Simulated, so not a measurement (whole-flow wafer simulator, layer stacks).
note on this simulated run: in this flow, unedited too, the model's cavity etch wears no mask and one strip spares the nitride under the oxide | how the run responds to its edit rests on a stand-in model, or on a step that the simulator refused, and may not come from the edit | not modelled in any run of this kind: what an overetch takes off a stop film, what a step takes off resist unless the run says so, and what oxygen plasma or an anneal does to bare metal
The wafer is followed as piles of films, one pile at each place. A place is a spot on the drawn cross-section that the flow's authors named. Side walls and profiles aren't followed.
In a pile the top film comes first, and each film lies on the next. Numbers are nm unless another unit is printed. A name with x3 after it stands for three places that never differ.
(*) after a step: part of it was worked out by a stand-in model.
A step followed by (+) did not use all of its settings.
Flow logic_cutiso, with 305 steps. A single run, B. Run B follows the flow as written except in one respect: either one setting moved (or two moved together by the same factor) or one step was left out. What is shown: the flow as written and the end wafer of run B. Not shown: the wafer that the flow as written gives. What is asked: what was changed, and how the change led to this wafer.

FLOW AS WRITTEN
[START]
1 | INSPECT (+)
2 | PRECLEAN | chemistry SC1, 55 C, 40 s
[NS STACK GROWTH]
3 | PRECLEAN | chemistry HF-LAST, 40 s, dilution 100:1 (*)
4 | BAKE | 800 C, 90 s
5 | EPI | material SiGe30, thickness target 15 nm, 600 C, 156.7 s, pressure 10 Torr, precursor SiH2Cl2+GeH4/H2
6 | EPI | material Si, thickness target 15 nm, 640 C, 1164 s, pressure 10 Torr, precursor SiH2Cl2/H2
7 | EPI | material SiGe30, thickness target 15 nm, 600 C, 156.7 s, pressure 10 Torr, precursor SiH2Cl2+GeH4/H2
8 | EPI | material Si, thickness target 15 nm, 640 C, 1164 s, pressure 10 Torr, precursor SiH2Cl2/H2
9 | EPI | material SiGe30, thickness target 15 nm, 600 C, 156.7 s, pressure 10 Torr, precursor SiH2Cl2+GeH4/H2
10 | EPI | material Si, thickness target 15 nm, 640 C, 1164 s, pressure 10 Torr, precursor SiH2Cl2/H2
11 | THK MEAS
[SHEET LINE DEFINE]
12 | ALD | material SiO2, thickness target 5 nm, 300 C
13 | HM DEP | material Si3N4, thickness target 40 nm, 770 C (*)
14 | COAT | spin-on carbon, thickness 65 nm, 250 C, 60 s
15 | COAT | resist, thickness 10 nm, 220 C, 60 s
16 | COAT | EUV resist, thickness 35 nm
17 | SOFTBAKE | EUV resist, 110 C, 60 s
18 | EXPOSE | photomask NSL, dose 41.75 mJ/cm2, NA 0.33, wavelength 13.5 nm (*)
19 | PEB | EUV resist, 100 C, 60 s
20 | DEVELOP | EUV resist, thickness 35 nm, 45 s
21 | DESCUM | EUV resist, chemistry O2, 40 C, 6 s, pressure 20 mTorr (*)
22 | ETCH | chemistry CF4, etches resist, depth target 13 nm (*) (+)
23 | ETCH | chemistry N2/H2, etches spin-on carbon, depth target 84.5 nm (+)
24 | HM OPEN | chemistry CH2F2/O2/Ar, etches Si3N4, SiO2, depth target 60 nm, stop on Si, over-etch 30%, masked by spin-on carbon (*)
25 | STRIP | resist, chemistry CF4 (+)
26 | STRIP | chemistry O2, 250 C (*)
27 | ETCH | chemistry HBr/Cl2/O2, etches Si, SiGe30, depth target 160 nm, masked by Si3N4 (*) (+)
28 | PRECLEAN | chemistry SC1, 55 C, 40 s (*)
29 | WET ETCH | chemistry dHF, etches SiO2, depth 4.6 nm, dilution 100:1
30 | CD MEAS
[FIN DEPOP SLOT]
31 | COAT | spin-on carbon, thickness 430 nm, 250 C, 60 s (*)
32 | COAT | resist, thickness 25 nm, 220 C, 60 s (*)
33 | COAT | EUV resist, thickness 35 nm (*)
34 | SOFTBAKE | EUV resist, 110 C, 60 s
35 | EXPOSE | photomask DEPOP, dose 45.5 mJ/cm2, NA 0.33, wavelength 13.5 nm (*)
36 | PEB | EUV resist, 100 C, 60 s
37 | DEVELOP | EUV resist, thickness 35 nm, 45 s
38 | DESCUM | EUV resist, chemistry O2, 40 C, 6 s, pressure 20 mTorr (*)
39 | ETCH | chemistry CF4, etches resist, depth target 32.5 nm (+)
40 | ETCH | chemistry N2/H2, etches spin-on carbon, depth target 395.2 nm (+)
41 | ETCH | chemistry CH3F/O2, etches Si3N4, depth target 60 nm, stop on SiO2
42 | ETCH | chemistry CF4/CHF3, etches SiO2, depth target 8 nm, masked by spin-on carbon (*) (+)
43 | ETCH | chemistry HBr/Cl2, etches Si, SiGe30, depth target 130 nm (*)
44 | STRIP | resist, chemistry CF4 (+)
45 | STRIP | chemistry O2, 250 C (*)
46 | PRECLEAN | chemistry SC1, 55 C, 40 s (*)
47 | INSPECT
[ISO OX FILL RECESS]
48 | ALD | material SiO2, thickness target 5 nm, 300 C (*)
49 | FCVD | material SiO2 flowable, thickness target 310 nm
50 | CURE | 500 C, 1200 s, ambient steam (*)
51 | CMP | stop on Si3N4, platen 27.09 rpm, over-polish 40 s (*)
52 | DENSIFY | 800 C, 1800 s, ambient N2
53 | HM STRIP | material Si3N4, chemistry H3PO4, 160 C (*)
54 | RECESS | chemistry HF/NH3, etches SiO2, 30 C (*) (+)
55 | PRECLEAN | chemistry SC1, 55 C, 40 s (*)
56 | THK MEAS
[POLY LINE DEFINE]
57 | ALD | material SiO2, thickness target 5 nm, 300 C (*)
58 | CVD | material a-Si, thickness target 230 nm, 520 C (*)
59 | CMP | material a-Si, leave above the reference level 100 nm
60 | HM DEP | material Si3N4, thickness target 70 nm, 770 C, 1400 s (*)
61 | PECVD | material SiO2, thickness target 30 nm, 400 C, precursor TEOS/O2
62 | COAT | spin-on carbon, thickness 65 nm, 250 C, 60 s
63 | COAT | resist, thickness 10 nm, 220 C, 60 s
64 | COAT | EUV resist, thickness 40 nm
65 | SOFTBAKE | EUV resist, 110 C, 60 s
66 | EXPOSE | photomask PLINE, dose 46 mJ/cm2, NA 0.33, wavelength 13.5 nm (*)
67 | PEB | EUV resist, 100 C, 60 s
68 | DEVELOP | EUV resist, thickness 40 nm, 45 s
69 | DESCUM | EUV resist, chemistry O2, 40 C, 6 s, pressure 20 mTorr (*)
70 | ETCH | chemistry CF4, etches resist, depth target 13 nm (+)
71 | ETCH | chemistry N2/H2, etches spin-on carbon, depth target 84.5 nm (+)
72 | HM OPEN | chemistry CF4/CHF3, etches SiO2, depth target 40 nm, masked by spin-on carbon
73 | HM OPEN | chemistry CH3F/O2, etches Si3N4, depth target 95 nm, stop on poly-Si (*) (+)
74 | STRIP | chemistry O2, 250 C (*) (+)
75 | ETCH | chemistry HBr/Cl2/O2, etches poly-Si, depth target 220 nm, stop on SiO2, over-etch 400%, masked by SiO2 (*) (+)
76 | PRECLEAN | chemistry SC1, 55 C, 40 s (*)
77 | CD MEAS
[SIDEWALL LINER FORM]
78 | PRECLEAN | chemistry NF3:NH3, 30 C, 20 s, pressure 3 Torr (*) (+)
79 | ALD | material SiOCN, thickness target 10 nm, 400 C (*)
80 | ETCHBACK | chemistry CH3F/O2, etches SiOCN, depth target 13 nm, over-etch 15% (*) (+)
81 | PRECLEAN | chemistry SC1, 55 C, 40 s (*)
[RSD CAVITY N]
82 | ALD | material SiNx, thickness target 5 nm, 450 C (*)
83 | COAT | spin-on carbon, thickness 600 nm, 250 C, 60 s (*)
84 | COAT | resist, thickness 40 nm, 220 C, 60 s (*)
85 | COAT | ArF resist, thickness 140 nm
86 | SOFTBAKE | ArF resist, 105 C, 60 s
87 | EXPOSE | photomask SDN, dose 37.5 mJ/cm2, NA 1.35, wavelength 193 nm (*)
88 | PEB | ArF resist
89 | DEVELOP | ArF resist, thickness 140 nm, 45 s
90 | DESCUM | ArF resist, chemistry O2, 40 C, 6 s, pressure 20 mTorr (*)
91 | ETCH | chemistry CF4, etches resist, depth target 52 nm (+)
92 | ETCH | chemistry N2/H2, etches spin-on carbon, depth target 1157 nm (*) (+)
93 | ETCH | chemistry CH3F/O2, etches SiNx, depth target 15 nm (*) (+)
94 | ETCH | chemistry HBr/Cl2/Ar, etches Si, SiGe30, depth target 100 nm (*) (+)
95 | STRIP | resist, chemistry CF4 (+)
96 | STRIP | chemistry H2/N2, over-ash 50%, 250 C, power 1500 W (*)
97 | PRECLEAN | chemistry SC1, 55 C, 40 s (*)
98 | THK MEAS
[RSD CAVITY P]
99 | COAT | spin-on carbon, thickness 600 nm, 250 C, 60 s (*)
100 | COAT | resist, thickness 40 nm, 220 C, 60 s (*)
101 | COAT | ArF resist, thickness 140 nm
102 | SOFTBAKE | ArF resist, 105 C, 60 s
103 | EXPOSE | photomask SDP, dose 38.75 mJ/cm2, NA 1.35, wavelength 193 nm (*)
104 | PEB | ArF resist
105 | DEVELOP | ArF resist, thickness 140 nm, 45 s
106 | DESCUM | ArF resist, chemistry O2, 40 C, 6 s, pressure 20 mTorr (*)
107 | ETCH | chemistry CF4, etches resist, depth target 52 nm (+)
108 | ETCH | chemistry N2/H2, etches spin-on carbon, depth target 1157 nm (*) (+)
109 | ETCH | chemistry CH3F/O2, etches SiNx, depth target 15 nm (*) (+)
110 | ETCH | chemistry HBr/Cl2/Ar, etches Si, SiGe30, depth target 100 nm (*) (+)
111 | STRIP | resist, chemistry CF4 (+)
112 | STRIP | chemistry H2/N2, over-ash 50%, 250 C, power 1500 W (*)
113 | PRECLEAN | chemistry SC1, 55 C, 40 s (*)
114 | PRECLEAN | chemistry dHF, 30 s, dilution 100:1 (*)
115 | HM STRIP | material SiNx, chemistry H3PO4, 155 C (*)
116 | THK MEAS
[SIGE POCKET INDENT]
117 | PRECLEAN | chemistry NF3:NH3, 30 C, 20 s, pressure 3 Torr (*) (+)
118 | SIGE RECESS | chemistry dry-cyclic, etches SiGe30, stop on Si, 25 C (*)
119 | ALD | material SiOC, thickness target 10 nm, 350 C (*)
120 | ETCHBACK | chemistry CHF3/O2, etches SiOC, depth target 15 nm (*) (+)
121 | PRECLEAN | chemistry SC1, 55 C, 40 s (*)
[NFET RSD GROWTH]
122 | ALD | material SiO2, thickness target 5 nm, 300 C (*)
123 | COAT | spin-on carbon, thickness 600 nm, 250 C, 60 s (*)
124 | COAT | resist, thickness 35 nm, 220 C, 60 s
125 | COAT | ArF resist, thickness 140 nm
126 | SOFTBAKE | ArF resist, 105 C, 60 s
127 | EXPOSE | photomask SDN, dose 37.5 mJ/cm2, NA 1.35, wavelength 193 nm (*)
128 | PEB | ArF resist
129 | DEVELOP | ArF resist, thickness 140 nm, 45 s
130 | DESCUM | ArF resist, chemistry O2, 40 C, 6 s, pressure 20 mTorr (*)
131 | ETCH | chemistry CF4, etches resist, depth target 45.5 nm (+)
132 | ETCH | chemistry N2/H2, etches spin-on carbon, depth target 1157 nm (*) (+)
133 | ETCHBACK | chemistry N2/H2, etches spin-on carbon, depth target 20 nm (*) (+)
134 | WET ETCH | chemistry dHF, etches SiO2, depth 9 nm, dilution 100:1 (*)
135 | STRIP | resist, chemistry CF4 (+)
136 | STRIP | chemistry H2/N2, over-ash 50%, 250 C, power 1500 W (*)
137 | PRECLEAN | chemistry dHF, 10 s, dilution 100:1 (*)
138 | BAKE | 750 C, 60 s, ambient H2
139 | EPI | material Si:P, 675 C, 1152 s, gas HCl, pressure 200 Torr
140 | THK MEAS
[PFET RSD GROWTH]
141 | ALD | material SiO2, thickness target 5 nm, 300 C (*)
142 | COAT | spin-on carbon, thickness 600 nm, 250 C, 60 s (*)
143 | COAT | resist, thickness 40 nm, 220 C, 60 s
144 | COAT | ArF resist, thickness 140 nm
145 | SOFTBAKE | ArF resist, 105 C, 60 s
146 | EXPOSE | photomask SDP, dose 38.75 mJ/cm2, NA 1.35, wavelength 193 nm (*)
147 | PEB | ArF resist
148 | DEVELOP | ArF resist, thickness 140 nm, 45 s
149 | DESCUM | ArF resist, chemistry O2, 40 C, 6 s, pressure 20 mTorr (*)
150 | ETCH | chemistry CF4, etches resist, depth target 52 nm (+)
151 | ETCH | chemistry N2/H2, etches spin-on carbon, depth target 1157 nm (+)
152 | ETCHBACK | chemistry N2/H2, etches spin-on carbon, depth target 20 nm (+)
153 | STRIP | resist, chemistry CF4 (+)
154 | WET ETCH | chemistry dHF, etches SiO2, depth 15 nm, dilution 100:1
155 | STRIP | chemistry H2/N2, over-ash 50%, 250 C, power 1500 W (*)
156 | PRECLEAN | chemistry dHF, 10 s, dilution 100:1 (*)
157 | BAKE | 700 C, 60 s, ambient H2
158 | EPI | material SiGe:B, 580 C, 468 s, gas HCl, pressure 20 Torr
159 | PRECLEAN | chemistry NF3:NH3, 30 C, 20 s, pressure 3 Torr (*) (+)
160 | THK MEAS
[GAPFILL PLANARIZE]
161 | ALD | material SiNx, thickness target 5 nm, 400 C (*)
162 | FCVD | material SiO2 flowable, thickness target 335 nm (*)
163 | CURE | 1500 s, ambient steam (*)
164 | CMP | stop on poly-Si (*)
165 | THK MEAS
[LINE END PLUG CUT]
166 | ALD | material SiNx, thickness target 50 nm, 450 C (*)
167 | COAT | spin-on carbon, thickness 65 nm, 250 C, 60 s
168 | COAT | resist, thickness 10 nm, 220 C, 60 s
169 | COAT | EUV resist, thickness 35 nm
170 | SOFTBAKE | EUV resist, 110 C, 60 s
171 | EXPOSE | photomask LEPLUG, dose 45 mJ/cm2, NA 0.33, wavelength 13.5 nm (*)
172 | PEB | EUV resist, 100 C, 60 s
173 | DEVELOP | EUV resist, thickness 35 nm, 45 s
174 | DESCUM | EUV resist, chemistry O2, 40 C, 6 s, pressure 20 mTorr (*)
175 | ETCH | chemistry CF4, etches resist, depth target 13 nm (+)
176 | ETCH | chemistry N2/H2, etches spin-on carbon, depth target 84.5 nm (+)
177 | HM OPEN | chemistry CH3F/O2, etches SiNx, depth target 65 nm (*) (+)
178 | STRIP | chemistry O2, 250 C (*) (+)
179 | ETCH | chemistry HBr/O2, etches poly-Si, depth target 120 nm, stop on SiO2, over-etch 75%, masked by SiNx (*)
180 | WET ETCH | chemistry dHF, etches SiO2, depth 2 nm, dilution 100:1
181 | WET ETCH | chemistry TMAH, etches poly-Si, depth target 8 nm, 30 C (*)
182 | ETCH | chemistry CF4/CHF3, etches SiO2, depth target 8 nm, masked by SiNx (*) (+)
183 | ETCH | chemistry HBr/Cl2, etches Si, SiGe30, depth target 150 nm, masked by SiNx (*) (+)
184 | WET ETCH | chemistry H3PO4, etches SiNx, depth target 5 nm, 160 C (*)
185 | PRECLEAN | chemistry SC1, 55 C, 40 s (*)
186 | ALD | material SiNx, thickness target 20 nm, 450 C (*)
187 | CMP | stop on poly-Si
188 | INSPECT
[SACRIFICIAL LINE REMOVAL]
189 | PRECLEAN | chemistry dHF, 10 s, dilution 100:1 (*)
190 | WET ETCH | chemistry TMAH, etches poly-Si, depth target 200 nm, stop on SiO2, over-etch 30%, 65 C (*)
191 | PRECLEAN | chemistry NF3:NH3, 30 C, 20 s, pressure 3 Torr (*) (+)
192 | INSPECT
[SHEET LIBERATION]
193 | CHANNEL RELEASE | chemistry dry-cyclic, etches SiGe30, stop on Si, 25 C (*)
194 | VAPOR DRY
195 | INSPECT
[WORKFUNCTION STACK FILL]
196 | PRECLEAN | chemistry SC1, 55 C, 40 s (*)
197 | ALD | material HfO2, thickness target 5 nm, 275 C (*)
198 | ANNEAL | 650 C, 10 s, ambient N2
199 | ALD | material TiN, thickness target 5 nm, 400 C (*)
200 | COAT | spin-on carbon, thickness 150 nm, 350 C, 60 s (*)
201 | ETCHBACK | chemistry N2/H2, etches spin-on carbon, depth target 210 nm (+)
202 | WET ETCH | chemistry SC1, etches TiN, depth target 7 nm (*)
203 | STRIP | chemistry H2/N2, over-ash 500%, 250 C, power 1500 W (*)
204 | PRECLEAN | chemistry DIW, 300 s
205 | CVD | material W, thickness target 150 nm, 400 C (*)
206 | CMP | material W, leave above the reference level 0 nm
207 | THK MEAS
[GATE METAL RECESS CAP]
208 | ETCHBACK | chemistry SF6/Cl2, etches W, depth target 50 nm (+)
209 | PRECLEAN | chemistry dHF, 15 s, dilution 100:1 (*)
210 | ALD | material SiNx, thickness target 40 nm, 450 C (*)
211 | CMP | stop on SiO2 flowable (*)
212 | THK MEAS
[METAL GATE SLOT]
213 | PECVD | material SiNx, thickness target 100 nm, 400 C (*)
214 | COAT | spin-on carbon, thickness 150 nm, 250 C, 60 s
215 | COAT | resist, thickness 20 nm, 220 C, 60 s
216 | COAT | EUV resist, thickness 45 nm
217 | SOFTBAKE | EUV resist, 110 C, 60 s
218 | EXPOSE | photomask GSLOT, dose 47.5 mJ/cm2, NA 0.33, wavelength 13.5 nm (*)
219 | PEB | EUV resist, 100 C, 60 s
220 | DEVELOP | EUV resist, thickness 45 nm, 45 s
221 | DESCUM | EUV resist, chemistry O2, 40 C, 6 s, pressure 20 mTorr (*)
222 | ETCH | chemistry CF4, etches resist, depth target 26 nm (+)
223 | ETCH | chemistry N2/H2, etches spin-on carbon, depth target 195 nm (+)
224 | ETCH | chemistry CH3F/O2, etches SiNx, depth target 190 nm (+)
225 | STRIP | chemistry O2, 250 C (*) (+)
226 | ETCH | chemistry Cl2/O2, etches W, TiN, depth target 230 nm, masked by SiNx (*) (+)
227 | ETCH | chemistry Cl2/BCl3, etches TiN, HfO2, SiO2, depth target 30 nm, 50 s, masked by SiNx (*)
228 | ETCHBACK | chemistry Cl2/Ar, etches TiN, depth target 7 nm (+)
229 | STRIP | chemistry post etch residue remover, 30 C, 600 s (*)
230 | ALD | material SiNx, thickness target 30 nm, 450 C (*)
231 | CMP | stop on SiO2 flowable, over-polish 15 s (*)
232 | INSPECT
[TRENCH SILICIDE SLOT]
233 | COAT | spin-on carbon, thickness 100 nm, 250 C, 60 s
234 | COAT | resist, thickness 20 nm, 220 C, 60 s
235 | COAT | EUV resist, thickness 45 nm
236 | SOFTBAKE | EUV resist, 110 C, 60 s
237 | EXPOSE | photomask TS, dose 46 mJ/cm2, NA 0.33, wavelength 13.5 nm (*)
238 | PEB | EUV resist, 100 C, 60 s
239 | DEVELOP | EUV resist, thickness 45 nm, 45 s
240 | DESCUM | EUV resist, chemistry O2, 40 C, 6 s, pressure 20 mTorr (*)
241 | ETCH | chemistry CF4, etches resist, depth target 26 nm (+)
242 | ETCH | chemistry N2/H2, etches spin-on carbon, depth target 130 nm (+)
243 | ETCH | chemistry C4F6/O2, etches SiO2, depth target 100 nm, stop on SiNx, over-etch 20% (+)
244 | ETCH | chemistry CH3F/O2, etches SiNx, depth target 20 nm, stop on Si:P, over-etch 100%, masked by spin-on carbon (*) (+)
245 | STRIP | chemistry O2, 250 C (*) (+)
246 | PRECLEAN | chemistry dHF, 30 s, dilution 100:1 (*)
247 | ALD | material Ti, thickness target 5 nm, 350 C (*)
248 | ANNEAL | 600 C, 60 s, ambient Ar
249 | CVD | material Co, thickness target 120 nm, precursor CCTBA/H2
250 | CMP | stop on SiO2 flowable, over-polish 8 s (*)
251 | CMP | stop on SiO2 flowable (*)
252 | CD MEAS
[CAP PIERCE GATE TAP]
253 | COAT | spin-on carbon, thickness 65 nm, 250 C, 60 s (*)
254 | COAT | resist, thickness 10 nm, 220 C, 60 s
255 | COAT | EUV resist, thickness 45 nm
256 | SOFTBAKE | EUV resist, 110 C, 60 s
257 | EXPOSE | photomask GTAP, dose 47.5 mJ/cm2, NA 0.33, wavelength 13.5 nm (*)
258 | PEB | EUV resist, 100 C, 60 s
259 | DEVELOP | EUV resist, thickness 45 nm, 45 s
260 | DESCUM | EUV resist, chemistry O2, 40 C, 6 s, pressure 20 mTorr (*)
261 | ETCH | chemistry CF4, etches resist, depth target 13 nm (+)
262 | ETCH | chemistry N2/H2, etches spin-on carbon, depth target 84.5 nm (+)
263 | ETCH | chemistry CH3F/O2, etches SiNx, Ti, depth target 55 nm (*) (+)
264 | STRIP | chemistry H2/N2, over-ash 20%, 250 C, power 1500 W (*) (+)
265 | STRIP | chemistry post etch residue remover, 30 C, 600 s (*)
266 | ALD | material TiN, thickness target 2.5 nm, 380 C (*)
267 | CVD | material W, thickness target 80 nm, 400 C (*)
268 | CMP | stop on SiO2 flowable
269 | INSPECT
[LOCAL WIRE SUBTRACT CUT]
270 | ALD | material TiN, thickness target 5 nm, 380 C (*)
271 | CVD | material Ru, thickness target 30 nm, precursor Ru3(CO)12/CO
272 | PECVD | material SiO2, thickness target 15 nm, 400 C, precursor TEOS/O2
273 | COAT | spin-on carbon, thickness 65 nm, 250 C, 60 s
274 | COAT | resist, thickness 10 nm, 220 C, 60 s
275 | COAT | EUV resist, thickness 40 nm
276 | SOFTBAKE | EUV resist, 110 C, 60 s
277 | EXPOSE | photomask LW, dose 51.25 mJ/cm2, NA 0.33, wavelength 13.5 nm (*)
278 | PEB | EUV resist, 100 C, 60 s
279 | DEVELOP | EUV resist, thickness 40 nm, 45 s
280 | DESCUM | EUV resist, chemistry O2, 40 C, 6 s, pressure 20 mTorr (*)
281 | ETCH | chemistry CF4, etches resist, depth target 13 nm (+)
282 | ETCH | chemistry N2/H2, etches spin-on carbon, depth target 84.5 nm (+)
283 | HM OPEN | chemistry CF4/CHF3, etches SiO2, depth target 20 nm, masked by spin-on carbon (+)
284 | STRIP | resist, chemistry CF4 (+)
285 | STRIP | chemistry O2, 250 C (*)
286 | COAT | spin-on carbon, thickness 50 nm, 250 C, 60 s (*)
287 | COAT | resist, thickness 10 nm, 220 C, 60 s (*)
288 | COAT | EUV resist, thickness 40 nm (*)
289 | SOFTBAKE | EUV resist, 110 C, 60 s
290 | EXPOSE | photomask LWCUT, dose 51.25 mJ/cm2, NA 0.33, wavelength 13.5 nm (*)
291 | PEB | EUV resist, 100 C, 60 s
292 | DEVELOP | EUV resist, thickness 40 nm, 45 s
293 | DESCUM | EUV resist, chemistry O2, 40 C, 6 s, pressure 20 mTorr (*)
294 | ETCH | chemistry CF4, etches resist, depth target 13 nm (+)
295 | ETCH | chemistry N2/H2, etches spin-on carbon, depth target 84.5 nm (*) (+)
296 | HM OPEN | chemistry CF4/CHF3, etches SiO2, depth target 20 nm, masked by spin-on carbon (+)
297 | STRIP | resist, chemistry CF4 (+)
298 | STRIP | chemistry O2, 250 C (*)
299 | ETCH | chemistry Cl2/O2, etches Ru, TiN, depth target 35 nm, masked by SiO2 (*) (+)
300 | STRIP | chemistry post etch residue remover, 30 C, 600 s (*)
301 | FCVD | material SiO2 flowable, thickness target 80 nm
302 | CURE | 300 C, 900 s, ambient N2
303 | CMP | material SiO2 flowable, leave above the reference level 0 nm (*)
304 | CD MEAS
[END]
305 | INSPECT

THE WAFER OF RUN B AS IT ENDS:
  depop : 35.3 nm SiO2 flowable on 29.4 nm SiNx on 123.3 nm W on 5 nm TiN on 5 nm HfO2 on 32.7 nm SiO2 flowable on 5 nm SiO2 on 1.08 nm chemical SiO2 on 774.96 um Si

What caused this: step 201, ETCHBACK: depth target 189 nm was run, though the flow has depth target 210 nm.

The path from the change to this, step by step:
  201 | ETCHBACK | chemistry N2/H2, etches spin-on carbon, depth target 210 nm (+)
      depop: -189 spin-on carbon (it would be, as written: -194.7 spin-on carbon (all of it))
      dpovl: -189 spin-on carbon (it would be, as written: -194.8 spin-on carbon (all of it))
      (as well as at 9 more places)
  202 | WET ETCH | chemistry SC1, etches TiN, depth target 7 nm (*)
      depop, dpovl, isow, nsgap: -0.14 spin-on carbon (it would be, as written: -5 TiN (all of it))
  203 | STRIP | chemistry H2/N2, over-ash 500%, 250 C, power 1500 W (*)
      depop: -5.6 spin-on carbon (all of it) (it would be, as written: nothing)
      dpovl: -5.64 spin-on carbon (all of it) (it would be, as written: nothing)
      (as well as at 9 more places)
